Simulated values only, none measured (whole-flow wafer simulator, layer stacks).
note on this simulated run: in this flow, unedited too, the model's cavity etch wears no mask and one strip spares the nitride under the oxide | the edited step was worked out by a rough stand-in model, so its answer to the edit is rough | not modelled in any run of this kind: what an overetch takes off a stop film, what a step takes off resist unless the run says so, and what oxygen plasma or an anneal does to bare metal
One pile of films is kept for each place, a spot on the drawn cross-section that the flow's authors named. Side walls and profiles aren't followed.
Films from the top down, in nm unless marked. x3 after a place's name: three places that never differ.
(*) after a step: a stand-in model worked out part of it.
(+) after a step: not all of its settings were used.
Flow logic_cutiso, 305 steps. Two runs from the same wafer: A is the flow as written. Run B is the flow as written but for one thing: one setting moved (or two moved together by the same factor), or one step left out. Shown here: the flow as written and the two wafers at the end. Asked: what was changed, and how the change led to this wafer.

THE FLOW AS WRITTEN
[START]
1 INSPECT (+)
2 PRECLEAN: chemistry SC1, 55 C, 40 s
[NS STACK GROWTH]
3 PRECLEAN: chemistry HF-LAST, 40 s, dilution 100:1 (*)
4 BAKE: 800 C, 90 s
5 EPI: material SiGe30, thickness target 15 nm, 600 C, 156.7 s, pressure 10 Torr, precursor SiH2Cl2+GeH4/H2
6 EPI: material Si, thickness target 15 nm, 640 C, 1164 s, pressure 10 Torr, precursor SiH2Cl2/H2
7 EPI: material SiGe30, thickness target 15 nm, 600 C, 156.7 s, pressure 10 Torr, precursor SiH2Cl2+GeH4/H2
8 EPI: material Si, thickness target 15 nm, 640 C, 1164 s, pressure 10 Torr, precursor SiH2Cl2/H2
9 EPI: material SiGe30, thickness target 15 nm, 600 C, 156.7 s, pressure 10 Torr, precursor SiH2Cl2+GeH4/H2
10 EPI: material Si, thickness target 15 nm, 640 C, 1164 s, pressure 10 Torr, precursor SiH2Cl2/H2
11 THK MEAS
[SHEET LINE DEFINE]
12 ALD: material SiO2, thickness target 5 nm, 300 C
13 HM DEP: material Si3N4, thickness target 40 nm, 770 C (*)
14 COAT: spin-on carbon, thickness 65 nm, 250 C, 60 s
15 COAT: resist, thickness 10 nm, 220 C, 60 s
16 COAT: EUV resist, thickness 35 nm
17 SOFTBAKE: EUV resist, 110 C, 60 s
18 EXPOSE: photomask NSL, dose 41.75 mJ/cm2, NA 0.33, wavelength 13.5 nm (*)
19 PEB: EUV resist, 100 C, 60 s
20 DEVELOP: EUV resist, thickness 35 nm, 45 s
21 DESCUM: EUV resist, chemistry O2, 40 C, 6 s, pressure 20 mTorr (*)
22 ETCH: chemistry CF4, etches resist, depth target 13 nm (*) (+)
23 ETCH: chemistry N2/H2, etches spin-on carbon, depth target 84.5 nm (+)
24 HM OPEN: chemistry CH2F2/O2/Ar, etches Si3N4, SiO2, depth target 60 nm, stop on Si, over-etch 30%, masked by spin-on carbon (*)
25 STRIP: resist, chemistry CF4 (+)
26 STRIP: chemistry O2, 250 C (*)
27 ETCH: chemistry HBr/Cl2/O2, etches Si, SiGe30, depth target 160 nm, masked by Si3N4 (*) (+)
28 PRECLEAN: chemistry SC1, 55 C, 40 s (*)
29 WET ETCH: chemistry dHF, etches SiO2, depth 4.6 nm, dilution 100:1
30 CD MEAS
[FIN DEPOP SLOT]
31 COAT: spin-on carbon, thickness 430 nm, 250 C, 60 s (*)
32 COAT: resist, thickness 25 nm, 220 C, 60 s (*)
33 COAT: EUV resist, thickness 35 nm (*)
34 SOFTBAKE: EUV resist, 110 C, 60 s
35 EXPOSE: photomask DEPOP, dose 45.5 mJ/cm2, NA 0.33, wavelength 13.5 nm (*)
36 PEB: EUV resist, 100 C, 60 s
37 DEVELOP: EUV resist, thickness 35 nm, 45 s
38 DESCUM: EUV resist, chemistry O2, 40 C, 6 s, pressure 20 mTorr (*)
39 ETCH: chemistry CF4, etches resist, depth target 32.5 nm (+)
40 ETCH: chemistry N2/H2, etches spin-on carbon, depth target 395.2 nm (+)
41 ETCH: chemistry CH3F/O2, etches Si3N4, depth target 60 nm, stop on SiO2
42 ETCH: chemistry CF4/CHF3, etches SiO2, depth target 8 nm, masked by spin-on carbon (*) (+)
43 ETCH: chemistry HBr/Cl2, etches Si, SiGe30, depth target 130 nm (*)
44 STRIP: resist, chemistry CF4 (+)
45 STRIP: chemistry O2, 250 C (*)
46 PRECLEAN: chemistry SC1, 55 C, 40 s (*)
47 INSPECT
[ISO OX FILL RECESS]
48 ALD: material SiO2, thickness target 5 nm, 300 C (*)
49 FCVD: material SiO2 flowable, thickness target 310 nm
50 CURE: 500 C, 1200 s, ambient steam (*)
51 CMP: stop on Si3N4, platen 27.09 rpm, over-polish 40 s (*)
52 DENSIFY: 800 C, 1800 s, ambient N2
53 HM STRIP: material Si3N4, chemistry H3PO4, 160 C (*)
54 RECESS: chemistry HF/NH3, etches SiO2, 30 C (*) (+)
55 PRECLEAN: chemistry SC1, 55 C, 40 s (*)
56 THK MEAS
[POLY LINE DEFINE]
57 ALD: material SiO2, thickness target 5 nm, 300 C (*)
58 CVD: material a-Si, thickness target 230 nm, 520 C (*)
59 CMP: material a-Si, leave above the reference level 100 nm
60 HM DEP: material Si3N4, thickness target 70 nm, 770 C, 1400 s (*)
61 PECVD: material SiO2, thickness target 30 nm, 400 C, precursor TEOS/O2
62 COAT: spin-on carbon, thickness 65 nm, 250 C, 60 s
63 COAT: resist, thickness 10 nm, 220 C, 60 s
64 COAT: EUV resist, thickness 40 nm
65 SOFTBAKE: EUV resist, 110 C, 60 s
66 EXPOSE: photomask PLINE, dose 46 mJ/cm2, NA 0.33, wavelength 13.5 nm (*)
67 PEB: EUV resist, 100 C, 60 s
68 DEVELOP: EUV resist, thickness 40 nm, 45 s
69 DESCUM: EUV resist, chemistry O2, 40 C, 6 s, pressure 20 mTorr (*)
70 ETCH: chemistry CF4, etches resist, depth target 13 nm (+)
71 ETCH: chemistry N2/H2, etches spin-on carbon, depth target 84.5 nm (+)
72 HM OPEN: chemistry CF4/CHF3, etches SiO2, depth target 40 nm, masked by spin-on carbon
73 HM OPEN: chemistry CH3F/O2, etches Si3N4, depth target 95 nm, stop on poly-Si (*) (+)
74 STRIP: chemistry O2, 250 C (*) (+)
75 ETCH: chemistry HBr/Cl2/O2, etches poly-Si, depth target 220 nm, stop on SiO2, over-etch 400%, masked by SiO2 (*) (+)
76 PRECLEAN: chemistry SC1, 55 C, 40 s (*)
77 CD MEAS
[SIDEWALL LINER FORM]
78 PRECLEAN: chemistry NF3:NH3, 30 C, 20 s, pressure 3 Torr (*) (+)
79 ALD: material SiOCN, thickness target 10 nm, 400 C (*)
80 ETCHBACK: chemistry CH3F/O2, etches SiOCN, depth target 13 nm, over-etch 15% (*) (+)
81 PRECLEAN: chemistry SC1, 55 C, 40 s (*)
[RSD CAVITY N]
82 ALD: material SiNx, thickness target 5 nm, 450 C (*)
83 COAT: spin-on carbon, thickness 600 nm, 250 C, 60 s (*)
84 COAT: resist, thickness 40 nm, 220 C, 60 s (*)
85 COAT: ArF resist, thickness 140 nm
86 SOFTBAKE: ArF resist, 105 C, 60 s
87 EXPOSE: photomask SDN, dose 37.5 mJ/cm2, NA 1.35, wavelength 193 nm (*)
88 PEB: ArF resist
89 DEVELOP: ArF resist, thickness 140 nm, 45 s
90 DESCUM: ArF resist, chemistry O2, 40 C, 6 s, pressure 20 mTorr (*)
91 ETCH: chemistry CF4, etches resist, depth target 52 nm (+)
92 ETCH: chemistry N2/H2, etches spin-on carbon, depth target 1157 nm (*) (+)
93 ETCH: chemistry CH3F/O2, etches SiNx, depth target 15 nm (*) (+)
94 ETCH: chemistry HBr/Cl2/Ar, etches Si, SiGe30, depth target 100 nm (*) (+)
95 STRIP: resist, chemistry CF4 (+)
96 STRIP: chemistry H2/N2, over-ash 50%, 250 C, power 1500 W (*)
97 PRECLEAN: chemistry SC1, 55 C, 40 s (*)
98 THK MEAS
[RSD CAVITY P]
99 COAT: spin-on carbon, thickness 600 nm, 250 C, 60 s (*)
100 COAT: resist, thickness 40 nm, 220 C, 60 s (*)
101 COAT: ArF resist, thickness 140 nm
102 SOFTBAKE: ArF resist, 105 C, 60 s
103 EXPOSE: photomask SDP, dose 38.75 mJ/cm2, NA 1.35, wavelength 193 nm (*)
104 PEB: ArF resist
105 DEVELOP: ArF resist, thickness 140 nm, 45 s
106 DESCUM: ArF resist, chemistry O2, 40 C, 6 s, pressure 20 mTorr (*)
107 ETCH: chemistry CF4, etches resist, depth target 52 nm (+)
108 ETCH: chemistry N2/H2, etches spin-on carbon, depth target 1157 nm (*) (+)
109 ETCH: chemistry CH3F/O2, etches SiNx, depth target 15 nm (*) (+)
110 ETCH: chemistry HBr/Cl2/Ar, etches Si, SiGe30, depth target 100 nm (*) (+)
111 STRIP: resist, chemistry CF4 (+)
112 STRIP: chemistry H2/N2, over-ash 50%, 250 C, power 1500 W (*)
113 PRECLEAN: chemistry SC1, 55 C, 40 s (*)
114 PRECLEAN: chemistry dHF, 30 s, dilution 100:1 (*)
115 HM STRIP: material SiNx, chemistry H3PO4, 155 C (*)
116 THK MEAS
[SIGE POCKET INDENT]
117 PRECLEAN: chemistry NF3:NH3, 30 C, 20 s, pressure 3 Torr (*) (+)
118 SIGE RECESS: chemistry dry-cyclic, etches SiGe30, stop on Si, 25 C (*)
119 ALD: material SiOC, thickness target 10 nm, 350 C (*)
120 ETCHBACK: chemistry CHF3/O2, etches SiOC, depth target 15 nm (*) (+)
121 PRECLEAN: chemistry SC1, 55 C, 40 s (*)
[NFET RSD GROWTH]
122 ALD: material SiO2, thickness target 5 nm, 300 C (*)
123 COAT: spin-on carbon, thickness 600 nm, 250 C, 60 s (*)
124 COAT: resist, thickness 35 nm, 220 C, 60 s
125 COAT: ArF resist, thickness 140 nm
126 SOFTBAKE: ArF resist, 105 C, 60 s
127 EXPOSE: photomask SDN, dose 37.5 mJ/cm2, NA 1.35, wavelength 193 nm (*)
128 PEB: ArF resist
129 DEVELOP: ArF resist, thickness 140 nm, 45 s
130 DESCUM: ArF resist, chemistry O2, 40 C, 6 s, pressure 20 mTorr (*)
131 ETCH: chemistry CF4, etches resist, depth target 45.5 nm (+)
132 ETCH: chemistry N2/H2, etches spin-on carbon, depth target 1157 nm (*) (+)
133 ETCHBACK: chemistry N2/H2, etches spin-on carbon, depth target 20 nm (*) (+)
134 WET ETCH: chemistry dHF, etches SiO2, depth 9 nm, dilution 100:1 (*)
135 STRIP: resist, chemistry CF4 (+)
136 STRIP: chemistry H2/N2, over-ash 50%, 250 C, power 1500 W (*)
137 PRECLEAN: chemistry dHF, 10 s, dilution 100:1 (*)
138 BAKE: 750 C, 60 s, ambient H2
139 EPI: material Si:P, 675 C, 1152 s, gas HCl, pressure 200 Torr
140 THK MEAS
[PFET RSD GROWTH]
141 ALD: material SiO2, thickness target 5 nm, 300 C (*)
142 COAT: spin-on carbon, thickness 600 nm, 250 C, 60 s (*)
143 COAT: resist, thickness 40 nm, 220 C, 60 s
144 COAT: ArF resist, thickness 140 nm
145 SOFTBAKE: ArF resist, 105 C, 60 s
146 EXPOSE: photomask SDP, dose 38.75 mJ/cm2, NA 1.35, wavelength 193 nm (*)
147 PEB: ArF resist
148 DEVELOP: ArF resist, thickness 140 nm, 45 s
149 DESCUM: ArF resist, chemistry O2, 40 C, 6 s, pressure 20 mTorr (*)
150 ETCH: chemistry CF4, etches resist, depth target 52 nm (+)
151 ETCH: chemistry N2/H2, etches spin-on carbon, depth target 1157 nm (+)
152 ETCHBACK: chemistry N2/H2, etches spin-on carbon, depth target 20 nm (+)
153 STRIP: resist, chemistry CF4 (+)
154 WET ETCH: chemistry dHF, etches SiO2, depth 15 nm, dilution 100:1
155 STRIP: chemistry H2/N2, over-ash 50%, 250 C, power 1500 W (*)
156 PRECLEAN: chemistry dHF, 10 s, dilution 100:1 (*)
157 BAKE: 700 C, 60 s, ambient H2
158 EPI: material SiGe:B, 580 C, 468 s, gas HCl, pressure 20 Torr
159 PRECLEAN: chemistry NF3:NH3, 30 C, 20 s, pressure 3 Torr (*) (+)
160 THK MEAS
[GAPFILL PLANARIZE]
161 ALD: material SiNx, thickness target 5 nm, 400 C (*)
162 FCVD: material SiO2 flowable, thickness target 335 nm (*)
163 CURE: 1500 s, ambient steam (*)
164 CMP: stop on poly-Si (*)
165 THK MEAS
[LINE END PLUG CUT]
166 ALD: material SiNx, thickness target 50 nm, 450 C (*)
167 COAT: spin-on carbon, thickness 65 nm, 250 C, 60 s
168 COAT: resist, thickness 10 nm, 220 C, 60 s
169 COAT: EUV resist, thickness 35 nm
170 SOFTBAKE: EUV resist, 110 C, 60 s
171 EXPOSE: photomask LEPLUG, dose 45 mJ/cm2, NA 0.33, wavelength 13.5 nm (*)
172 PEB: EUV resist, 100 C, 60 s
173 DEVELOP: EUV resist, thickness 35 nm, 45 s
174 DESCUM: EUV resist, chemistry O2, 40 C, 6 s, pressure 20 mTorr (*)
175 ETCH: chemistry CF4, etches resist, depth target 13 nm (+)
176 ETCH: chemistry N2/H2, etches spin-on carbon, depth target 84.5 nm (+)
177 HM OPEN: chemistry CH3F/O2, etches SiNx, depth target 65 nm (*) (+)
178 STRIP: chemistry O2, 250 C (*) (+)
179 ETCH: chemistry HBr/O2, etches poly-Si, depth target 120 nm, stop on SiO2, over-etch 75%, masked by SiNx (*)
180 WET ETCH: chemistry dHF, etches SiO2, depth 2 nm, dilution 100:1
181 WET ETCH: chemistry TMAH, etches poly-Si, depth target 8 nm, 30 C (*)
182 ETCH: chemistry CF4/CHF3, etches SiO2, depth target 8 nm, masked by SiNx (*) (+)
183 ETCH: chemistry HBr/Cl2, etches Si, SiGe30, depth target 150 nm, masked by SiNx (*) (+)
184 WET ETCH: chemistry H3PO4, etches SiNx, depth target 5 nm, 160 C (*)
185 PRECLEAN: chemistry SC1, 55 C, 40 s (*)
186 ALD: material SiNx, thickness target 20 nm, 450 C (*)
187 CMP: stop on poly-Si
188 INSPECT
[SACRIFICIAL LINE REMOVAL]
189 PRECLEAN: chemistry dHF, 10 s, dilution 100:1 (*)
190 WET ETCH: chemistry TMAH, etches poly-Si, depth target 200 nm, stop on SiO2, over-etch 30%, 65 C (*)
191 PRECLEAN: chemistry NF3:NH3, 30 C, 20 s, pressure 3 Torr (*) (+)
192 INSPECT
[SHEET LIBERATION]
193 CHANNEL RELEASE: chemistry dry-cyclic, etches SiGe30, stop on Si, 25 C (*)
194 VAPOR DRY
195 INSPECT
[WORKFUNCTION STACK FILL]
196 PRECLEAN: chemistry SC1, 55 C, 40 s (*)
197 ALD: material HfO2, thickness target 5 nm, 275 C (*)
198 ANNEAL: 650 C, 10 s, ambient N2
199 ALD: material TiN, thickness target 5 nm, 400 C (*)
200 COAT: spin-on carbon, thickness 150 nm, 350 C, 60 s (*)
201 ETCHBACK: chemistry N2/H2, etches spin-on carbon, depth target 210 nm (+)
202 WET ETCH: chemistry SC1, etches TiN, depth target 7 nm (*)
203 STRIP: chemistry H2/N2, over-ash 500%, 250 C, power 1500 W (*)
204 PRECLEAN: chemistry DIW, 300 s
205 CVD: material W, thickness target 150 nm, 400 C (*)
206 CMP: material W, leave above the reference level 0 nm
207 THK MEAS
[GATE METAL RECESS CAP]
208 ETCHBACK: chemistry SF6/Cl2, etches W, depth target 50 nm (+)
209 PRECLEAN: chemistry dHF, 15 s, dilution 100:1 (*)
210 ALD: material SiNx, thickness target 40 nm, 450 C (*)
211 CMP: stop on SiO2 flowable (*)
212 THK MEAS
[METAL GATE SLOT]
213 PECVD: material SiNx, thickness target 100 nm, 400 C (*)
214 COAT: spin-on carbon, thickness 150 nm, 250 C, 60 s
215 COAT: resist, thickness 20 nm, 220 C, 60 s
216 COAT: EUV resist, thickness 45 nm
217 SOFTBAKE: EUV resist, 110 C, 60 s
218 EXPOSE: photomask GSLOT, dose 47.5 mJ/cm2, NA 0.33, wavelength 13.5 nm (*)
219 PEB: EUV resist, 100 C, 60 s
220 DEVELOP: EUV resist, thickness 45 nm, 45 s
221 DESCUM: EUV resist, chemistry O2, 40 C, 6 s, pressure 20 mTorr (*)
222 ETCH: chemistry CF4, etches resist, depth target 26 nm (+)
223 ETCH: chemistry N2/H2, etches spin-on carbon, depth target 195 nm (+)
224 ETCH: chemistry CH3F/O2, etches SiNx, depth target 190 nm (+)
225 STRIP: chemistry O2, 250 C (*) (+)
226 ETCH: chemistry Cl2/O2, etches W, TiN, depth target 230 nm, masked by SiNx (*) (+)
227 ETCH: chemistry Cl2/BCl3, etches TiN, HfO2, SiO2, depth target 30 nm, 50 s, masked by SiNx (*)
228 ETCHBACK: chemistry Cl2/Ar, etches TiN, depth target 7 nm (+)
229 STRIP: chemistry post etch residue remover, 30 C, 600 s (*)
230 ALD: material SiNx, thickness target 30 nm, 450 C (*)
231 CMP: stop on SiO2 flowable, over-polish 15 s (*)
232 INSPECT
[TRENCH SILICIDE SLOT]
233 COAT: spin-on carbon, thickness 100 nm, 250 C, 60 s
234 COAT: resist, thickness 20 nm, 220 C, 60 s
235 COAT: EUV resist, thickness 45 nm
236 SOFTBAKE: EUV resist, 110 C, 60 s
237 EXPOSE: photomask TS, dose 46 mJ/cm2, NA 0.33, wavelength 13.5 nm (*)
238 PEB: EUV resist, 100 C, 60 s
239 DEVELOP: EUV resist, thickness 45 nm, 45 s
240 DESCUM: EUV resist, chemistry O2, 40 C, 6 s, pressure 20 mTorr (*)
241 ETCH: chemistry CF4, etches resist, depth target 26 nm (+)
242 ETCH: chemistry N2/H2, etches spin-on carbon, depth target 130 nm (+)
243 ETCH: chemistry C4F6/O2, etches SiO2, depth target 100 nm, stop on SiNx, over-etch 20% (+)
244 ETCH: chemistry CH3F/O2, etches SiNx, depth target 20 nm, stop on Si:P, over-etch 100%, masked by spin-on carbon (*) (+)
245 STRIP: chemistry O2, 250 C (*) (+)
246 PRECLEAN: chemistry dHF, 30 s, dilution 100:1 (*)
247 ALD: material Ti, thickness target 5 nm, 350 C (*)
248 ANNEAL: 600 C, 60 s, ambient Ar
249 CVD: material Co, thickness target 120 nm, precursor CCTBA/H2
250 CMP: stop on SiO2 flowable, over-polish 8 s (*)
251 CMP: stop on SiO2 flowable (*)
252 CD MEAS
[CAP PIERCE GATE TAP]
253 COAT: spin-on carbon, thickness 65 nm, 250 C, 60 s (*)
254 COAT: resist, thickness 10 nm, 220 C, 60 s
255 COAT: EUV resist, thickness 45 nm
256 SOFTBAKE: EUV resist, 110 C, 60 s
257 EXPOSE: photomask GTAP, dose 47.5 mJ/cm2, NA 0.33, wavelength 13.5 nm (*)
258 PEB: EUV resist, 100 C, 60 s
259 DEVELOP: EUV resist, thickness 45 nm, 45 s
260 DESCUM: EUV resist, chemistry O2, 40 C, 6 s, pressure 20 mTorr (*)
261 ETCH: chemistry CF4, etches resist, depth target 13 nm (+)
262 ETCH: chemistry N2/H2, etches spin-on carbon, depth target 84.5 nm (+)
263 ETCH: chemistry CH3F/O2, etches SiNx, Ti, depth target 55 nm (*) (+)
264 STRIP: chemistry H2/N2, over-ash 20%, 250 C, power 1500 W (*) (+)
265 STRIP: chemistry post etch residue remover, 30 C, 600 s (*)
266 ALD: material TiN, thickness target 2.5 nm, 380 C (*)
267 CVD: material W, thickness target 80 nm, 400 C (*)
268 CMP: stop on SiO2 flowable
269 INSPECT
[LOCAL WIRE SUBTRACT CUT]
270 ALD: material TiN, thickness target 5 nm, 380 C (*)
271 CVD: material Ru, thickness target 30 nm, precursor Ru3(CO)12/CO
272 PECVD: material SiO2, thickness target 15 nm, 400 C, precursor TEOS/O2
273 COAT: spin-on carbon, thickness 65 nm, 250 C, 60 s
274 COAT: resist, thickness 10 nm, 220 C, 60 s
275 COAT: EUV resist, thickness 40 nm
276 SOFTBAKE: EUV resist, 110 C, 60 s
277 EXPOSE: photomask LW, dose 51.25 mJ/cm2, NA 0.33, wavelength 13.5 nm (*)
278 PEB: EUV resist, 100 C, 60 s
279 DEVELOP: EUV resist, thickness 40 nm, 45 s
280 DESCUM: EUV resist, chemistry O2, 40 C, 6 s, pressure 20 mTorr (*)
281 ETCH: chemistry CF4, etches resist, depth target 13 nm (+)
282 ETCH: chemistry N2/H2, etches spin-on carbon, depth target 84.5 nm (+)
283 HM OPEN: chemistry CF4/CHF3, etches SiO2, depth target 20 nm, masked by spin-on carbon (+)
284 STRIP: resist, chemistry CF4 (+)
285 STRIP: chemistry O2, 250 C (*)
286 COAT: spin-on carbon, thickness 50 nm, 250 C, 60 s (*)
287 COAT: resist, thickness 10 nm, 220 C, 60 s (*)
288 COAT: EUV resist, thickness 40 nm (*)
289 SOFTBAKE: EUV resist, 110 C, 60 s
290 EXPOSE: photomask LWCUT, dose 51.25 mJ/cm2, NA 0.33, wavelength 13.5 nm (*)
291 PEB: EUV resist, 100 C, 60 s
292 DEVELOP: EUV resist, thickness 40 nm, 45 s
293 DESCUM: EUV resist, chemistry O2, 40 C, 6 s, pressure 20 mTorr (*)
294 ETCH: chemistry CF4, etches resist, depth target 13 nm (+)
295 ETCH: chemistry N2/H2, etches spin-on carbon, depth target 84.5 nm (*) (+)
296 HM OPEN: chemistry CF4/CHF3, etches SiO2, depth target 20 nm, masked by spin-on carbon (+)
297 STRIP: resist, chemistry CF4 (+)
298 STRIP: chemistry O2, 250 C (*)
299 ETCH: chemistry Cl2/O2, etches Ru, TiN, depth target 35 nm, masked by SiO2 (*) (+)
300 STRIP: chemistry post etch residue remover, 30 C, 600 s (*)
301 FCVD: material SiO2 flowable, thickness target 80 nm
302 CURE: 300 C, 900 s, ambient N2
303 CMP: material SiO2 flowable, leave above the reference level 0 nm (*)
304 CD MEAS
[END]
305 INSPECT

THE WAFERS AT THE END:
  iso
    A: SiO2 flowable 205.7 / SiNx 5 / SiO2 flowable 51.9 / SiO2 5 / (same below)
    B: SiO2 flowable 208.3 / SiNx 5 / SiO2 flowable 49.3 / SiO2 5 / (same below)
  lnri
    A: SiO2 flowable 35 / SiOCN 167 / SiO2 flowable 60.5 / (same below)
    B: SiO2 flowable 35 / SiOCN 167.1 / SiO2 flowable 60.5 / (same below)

The cause: step 120, ETCHBACK: depth target 17.6 nm was run, where the flow has depth target 15 nm.

How the change led to this, step by step:
  120 ETCHBACK: chemistry CHF3/O2, etches SiOC, depth target 15 nm (*) (+)
      gxn: A SiOC -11 (all of it), SiO2 -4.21 (all of it) | B SiOC -11 (all of it), SiO2 -4.21 (all of it), Si3N4 -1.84
      gxp: A SiOC -11 (all of it), SiO2 -4.25 (all of it) | B SiOC -11 (all of it), SiO2 -4.25 (all of it), Si3N4 -1.84
      (and at 16 more places)
  141 ALD: material SiO2, thickness target 5 nm, 300 C (*)
      gxn: A SiO2 +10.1 (new film) | B SiO2 +10.8 (new film)
      gxp: A SiO2 +5 | B SiO2 +5.6
  164 CMP: stop on poly-Si (*)
      depop, dpovl, isow, ns, nsgap: A SiO2 flowable -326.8 (all of it), SiNx -5 (all of it), SiO2 -4.13 (all of it), Si3N4 -70 (all of it) | B SiO2 flowable -326.8 (all of it), SiNx -5 (all of it), SiO2 -1.53 (all of it), Si3N4 -70 (all of it)
      gfld, gxf: A SiO2 flowable -251.9 (all of it), SiNx -5 (all of it), SiO2 -4.13 (all of it), Si3N4 -70 (all of it) | B SiO2 flowable -253.4 (all of it), SiNx -5 (all of it), SiO2 -1.53 (all of it), Si3N4 -70 (all of it)
      (and at 6 more places)
